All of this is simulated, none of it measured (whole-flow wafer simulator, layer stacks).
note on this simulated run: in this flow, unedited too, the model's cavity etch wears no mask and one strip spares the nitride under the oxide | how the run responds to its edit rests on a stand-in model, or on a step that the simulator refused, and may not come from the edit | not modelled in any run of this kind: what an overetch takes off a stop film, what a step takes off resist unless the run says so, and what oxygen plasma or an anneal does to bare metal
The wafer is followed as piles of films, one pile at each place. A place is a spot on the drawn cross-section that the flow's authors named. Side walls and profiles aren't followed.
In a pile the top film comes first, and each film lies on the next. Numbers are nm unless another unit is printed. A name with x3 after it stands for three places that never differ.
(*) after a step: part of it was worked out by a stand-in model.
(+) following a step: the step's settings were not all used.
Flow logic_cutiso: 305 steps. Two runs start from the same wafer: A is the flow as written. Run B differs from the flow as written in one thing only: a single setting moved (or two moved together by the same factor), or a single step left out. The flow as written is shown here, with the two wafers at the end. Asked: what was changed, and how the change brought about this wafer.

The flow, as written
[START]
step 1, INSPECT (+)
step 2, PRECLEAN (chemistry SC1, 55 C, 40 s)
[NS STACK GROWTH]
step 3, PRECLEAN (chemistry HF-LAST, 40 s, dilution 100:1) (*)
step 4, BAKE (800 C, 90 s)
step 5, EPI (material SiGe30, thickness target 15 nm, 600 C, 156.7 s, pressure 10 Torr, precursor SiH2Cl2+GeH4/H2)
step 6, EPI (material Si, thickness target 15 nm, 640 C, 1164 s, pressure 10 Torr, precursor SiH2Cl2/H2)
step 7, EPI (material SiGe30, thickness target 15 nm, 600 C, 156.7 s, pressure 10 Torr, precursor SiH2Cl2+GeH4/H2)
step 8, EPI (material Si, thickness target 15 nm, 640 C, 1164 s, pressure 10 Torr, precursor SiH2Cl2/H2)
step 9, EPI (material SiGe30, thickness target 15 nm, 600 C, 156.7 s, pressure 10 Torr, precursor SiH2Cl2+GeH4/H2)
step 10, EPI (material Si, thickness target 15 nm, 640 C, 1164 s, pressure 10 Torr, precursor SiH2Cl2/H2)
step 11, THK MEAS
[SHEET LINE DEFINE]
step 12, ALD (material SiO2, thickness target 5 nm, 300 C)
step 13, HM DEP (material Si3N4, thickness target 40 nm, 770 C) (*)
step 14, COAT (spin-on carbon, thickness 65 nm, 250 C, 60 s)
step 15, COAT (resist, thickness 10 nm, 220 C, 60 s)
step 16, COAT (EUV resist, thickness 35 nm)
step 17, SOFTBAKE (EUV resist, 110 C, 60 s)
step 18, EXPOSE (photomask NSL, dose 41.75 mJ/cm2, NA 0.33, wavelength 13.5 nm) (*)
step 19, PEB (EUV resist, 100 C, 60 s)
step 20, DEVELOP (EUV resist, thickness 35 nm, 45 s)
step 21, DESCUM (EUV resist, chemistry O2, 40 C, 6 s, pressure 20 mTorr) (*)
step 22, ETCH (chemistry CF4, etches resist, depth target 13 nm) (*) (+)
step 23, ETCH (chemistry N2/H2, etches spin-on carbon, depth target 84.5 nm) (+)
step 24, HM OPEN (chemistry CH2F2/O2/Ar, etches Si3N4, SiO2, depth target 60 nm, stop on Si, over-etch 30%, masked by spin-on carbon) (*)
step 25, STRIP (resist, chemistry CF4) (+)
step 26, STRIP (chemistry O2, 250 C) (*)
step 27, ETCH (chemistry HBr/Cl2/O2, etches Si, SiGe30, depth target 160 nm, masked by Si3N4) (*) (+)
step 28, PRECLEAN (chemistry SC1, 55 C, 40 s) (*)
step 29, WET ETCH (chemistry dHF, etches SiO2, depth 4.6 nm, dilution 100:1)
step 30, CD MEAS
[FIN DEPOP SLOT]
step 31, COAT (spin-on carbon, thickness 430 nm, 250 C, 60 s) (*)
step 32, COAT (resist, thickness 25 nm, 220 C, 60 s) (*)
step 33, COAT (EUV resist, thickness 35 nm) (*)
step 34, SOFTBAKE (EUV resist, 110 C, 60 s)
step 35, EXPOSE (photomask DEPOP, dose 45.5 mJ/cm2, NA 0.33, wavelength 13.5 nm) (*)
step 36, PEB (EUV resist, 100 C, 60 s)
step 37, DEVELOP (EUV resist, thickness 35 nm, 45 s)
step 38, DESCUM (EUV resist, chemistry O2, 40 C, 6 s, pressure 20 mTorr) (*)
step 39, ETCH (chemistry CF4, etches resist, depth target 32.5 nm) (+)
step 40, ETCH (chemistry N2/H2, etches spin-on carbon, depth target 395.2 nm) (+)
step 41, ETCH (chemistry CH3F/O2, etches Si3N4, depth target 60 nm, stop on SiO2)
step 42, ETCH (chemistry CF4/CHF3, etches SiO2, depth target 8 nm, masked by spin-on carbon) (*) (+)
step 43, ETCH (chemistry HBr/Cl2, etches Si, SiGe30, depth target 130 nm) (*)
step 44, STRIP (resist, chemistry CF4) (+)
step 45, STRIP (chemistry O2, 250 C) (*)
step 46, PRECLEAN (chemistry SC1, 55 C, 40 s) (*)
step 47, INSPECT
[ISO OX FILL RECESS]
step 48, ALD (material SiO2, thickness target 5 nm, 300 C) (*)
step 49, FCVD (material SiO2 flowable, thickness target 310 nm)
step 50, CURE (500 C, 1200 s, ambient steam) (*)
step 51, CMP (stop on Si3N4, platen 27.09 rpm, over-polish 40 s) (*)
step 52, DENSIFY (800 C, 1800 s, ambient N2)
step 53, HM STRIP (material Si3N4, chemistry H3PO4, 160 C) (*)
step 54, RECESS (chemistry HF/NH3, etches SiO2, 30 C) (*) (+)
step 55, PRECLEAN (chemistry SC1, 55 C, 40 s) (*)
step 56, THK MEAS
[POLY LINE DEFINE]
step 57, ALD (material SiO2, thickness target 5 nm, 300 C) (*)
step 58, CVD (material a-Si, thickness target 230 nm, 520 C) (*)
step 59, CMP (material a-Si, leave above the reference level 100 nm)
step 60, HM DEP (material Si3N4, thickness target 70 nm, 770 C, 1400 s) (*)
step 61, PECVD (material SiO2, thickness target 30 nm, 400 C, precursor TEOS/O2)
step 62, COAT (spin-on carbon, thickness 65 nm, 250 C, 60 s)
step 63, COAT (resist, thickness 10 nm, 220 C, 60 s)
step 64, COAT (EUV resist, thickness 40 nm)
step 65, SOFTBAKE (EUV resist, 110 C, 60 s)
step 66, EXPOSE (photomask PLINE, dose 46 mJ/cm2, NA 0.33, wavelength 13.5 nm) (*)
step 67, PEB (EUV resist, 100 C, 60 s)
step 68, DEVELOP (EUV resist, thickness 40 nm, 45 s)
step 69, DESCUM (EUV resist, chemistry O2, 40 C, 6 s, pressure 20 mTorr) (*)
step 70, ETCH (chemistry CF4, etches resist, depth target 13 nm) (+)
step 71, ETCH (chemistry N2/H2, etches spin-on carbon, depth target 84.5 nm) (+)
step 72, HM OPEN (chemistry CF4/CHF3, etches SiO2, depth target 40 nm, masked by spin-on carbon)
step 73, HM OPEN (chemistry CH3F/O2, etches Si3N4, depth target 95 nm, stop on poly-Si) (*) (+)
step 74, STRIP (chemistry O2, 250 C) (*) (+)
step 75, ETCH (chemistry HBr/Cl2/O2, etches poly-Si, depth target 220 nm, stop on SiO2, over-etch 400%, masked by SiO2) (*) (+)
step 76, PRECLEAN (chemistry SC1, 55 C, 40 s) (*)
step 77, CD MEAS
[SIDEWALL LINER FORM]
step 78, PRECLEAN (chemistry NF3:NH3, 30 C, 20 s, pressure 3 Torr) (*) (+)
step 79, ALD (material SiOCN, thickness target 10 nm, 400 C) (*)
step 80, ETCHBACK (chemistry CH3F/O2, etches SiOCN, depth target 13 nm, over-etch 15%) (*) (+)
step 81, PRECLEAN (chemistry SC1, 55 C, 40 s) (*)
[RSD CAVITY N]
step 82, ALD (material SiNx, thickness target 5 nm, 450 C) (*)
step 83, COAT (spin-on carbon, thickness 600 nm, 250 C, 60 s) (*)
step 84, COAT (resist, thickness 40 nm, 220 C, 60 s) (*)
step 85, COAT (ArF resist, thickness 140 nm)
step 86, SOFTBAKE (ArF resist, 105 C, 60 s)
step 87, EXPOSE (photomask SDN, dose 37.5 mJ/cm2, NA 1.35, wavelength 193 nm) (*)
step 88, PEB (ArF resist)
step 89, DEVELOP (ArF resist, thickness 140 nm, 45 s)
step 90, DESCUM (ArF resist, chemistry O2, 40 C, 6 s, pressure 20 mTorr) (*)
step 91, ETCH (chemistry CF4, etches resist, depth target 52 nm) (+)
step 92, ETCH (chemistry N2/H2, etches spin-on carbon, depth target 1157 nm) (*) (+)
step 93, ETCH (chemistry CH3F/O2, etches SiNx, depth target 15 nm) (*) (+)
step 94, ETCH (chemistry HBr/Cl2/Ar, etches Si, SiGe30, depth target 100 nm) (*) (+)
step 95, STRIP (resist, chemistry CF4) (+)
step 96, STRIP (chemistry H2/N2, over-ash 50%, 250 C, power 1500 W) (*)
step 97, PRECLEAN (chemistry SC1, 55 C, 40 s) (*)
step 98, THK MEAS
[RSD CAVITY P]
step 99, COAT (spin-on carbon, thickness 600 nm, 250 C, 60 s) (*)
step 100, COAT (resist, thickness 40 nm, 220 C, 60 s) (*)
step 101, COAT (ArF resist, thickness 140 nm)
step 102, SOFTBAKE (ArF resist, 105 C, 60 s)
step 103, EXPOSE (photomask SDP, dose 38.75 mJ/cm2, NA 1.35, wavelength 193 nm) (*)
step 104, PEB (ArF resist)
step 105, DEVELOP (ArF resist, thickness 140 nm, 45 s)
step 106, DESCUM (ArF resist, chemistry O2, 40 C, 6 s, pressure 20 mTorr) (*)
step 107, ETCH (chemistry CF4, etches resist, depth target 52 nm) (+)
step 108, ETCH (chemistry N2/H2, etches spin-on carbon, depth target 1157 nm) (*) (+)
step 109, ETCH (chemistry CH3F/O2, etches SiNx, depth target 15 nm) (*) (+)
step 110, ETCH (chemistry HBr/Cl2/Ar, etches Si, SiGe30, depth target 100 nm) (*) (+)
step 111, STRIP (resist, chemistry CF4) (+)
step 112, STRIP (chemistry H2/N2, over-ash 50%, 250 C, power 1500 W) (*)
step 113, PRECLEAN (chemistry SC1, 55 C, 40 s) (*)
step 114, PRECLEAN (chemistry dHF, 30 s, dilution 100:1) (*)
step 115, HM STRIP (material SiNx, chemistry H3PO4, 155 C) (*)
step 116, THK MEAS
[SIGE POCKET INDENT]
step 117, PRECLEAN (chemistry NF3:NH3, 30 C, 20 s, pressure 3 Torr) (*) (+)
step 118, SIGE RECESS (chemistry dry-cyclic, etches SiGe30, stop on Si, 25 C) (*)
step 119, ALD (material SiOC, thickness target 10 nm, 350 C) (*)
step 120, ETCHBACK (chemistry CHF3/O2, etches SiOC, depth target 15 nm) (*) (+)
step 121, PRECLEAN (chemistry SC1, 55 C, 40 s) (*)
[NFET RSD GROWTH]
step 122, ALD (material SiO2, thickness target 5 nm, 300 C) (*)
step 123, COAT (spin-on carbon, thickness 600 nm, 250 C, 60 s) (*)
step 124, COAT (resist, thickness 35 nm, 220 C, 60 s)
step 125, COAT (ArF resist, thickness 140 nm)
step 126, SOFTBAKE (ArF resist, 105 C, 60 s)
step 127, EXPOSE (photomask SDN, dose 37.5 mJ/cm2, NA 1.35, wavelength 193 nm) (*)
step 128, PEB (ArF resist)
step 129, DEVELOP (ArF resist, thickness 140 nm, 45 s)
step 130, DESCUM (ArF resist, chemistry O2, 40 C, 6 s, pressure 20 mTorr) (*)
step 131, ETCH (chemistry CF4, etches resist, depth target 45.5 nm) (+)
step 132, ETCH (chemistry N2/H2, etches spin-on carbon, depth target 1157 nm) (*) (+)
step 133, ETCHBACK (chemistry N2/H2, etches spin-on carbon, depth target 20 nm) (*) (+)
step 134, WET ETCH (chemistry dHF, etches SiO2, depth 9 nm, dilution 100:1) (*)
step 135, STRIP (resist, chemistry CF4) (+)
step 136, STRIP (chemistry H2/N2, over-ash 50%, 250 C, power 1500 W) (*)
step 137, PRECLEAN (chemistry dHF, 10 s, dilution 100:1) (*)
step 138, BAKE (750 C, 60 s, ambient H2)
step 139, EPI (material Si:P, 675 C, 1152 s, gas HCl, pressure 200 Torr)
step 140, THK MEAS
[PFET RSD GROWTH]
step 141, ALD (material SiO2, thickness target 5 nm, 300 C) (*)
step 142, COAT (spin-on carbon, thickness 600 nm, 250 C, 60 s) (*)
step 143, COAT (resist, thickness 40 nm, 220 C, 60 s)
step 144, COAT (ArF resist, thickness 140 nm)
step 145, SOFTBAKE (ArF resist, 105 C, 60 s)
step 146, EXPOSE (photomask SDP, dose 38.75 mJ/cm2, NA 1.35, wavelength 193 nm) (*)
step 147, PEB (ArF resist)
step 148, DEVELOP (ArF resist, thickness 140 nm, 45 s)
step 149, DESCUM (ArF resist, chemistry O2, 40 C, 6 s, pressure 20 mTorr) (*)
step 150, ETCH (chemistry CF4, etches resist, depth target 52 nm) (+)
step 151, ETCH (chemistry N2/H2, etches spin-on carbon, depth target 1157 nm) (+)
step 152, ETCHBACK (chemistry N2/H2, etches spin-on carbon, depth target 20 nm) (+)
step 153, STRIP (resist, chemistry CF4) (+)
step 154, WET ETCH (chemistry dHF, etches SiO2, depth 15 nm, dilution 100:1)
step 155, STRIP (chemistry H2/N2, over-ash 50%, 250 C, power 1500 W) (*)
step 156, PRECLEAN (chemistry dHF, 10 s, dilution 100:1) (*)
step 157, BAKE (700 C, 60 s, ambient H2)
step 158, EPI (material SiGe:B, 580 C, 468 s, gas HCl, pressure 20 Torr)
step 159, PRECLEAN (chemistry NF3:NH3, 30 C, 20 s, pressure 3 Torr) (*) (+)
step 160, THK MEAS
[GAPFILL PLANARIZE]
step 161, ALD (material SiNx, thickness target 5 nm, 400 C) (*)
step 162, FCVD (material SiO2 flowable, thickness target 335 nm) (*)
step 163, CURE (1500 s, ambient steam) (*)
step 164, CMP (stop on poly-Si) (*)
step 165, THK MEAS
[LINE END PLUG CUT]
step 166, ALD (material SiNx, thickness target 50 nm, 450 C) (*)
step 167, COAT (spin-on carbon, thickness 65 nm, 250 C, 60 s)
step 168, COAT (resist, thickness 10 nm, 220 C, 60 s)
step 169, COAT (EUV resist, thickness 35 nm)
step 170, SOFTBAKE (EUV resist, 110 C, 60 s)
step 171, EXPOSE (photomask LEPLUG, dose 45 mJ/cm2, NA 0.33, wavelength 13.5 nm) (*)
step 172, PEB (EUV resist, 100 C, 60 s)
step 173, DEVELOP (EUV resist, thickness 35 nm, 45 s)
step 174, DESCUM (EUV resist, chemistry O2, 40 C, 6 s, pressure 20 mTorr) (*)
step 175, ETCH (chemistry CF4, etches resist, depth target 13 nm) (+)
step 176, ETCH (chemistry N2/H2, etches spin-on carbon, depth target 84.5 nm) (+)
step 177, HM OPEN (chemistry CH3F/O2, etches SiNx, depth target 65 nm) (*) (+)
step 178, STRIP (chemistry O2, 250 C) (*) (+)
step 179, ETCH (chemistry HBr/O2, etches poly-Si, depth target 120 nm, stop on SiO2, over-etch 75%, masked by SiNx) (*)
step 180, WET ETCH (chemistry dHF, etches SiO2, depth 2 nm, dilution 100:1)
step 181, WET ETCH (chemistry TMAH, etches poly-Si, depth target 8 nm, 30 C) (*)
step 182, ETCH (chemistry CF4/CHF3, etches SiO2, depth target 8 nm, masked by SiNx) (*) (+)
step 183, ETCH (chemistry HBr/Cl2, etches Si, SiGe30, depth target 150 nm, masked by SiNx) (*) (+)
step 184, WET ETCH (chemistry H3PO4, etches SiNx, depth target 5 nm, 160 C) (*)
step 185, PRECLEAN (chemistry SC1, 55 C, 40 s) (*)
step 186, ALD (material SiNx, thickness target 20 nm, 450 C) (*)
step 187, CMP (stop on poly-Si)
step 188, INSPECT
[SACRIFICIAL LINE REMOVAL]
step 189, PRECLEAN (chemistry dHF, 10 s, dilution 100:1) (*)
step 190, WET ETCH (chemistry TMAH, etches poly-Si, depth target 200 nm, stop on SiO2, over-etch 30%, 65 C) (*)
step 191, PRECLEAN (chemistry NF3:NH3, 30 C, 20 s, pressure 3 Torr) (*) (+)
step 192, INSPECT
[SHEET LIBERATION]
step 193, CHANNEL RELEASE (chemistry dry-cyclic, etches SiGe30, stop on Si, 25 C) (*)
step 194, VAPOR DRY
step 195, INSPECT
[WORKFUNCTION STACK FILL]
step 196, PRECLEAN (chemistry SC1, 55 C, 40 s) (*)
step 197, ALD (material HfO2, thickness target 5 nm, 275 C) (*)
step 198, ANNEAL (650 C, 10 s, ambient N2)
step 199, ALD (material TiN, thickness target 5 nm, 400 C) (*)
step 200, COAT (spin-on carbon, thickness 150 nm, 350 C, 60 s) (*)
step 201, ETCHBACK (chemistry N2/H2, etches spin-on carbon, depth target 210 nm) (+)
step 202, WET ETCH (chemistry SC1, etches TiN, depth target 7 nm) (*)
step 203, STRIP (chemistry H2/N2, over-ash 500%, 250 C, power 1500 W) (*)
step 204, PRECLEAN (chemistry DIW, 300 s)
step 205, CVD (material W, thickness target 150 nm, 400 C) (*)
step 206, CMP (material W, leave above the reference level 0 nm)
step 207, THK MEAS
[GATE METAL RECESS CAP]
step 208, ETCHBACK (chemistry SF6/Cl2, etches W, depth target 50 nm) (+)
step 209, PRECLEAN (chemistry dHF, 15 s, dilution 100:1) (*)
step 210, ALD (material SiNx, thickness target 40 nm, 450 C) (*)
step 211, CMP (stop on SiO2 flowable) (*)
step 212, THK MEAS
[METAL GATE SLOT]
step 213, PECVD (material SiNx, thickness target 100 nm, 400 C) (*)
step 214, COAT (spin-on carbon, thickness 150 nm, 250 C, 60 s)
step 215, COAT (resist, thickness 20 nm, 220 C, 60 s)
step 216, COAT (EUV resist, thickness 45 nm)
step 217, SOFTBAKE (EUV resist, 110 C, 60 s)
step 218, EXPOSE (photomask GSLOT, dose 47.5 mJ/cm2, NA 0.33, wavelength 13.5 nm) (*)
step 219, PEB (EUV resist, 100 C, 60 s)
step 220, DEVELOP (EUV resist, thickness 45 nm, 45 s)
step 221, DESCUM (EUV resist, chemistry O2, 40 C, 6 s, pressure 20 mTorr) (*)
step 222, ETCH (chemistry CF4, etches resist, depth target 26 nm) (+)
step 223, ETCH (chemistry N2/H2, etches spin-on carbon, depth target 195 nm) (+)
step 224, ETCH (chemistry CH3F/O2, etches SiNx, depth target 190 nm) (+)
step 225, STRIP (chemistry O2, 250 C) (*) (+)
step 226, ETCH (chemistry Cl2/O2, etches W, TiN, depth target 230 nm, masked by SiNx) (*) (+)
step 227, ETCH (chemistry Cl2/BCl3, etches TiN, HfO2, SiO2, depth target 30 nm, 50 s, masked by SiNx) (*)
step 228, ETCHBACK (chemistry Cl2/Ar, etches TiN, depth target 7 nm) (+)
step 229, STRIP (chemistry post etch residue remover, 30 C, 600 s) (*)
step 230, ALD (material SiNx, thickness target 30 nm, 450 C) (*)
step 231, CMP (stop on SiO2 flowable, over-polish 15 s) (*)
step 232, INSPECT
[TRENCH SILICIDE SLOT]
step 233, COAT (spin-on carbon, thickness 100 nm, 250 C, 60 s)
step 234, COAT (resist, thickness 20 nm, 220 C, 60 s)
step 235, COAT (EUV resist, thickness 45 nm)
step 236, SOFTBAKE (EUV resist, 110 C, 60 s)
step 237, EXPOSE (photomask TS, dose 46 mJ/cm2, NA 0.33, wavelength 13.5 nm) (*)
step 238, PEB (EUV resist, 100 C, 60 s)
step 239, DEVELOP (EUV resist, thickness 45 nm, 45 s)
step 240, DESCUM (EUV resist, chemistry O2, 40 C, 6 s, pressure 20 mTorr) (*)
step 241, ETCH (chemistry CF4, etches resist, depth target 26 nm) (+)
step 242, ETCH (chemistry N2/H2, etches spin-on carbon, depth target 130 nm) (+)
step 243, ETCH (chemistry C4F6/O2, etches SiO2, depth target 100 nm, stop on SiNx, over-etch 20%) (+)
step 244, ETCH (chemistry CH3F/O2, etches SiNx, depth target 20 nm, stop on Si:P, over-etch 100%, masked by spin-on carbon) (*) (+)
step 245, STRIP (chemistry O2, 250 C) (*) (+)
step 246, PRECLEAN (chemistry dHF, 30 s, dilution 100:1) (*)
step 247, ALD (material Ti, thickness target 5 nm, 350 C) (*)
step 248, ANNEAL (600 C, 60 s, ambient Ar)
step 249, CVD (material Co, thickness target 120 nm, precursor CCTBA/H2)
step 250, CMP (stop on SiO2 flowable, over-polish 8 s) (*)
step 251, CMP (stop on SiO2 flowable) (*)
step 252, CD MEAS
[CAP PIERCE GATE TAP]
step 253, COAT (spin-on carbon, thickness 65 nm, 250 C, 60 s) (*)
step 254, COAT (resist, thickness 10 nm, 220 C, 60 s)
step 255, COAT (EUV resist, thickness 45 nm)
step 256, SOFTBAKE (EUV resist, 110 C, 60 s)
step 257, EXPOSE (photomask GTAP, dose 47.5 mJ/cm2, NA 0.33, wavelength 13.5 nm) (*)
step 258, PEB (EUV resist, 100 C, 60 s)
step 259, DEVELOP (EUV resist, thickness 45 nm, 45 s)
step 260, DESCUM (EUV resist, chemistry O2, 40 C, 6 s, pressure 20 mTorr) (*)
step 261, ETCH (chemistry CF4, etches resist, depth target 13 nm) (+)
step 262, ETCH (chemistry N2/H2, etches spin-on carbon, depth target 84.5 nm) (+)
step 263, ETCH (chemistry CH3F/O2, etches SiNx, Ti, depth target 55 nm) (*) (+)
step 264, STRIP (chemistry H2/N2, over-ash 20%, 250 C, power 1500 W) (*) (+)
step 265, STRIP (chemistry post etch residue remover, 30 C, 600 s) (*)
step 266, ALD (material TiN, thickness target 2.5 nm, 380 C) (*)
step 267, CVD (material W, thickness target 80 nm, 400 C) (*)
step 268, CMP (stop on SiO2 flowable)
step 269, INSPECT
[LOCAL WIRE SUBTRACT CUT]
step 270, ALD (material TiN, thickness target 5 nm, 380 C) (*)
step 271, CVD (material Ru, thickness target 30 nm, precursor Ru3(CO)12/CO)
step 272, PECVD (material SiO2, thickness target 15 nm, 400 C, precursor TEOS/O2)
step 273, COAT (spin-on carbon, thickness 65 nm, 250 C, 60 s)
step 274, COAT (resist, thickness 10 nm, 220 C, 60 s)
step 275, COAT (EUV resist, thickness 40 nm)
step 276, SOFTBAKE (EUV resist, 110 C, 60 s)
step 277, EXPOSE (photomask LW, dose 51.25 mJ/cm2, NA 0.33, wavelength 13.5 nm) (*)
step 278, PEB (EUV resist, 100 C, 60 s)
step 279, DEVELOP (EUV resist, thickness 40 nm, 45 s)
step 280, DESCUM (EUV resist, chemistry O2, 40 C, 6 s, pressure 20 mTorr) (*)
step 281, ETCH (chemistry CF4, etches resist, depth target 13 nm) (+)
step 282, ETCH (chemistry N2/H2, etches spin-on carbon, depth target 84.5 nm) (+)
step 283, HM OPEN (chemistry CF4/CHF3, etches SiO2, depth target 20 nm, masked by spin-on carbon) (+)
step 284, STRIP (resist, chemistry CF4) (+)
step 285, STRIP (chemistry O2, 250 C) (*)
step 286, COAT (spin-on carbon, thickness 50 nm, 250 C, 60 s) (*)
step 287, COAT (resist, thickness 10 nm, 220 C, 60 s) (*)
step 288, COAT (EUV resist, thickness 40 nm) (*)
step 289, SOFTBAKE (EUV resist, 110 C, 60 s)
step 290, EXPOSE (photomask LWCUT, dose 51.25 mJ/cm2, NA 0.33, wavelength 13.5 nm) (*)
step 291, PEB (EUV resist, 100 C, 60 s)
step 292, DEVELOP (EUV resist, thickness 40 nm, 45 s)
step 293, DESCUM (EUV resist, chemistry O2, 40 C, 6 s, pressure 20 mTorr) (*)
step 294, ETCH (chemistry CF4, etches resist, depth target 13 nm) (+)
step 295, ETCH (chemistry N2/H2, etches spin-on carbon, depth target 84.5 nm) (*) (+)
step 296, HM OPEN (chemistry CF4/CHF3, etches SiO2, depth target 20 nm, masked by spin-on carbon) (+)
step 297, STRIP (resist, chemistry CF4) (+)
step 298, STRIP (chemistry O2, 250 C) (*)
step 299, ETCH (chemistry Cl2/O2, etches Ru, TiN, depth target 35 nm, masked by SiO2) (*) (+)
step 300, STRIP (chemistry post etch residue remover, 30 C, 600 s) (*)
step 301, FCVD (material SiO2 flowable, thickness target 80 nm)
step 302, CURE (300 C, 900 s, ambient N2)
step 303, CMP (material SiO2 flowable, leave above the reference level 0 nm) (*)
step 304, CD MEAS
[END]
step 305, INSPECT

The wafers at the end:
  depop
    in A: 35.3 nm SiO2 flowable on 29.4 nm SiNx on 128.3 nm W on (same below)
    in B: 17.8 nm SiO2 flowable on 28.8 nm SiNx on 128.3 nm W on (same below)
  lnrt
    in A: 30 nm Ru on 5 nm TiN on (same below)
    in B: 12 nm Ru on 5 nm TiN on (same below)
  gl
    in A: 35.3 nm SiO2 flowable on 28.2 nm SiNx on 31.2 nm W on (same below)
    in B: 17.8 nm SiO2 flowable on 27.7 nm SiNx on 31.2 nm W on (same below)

What caused this: step 271, CVD: thickness target 12 nm was run, while the flow as written has thickness target 30 nm.
The wafer itself shows it: lnrt has Ru 12, and step 271 as written asks for 30 nm.

Step by step, how the change led to this:
  step 271, CVD (material Ru, thickness target 30 nm, precursor Ru3(CO)12/CO)
      depop, dpovl, gfld and 19 more: A Ru gains 30 (new film) | B Ru gains 12 (new film)
  step 299, ETCH (chemistry Cl2/O2, etches Ru, TiN, depth target 35 nm, masked by SiO2) (*) (+)
      depop, dpovl, gfld and 9 more: A Ru loses 29.6 (all of it), TiN loses 5 (all of it) | B Ru loses 11.6 (all of it), TiN loses 5 (all of it), SiNx loses 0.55
      iso, rsdx: A Ru loses 29.6 (all of it), TiN loses 5 (all of it) | B Ru loses 11.6 (all of it), TiN loses 5 (all of it), SiO2 flowable loses 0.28
      (also at 4 further places)
  step 301, FCVD (material SiO2 flowable, thickness target 80 nm)
      gfld, gl, glp, gxf, gxn, gxp, plug: A SiO2 flowable gains 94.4 (new film) | B SiO2 flowable gains 89.6 (new film)
      lnrt, rsdn, rsdp, tap: A SiO2 flowable gains 45.3 (new film) | B SiO2 flowable gains 57.6 (new film)
      (also at 6 further places)
  step 303, CMP (material SiO2 flowable, leave above the reference level 0 nm) (*)
      gfld, gl, glp and 10 more: A SiO2 flowable loses 59.2 | B SiO2 flowable loses 71.8
      depop, dpovl, isow, ns, nsgap: A SiO2 flowable loses 44.7 | B SiO2 flowable loses 62.2
      (also at 4 further places)
